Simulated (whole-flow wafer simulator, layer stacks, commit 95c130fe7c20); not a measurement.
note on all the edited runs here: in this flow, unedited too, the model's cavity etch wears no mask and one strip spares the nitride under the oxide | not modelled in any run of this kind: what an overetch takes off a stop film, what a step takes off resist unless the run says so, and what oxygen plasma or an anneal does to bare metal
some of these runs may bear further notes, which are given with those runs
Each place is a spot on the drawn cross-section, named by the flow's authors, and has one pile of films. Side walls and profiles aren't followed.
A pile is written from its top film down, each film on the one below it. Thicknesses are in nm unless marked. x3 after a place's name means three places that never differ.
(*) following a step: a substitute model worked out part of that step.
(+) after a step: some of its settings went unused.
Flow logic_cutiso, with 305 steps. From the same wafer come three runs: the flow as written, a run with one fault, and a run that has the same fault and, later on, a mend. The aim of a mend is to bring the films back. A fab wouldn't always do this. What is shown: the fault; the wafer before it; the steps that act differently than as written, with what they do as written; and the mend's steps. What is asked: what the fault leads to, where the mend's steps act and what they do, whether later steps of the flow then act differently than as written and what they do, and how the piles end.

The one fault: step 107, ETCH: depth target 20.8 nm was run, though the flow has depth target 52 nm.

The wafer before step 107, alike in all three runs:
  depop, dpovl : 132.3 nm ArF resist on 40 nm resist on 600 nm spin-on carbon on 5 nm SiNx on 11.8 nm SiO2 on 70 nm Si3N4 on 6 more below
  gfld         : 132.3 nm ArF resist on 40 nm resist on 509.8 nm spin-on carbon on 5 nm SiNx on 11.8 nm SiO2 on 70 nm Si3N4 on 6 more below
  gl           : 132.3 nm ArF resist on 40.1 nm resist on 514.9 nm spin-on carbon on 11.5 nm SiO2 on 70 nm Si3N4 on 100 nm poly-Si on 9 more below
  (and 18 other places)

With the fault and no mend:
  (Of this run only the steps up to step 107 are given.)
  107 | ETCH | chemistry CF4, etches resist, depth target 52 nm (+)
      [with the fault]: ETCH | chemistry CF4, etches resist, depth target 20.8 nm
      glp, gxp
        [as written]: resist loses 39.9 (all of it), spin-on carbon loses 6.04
        [with the fault]: resist loses 20.8
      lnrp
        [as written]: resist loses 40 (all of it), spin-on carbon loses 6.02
        [with the fault]: resist loses 20.8
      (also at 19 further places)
  After step 107, at depop, dpovl, gfld and 19 more, the piles differ from the flow's by more than 2% or 0.5 nm, whichever is larger.
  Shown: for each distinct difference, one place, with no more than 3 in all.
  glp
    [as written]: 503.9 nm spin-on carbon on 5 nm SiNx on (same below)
    [with the fault]: 19.1 nm resist on 509.9 nm spin-on carbon on 5 nm SiNx on (same below)
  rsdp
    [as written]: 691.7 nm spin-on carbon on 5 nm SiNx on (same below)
    [with the fault]: 19.1 nm resist on 697.7 nm spin-on carbon on 5 nm SiNx on (same below)
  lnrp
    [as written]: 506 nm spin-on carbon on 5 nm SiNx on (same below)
    [with the fault]: 19.2 nm resist on 512.1 nm spin-on carbon on 5 nm SiNx on (same below)

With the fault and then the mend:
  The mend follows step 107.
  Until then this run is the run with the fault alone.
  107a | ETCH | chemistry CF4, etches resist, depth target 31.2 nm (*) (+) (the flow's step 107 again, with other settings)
      depop, dpovl, gfld and 14 more
        ArF resist loses 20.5
      glp, gxp
        resist loses 19.1 (all of it), spin-on carbon loses 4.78
      lnrp
        resist loses 19.2 (all of it), spin-on carbon loses 4.76
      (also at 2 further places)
  Later steps of the flow that are run all act as written at every place that is followed, up to a difference of at most 2% or 0.5 nm, whichever is larger.
  By the end, the piles equal the flow's at every place that both follow.
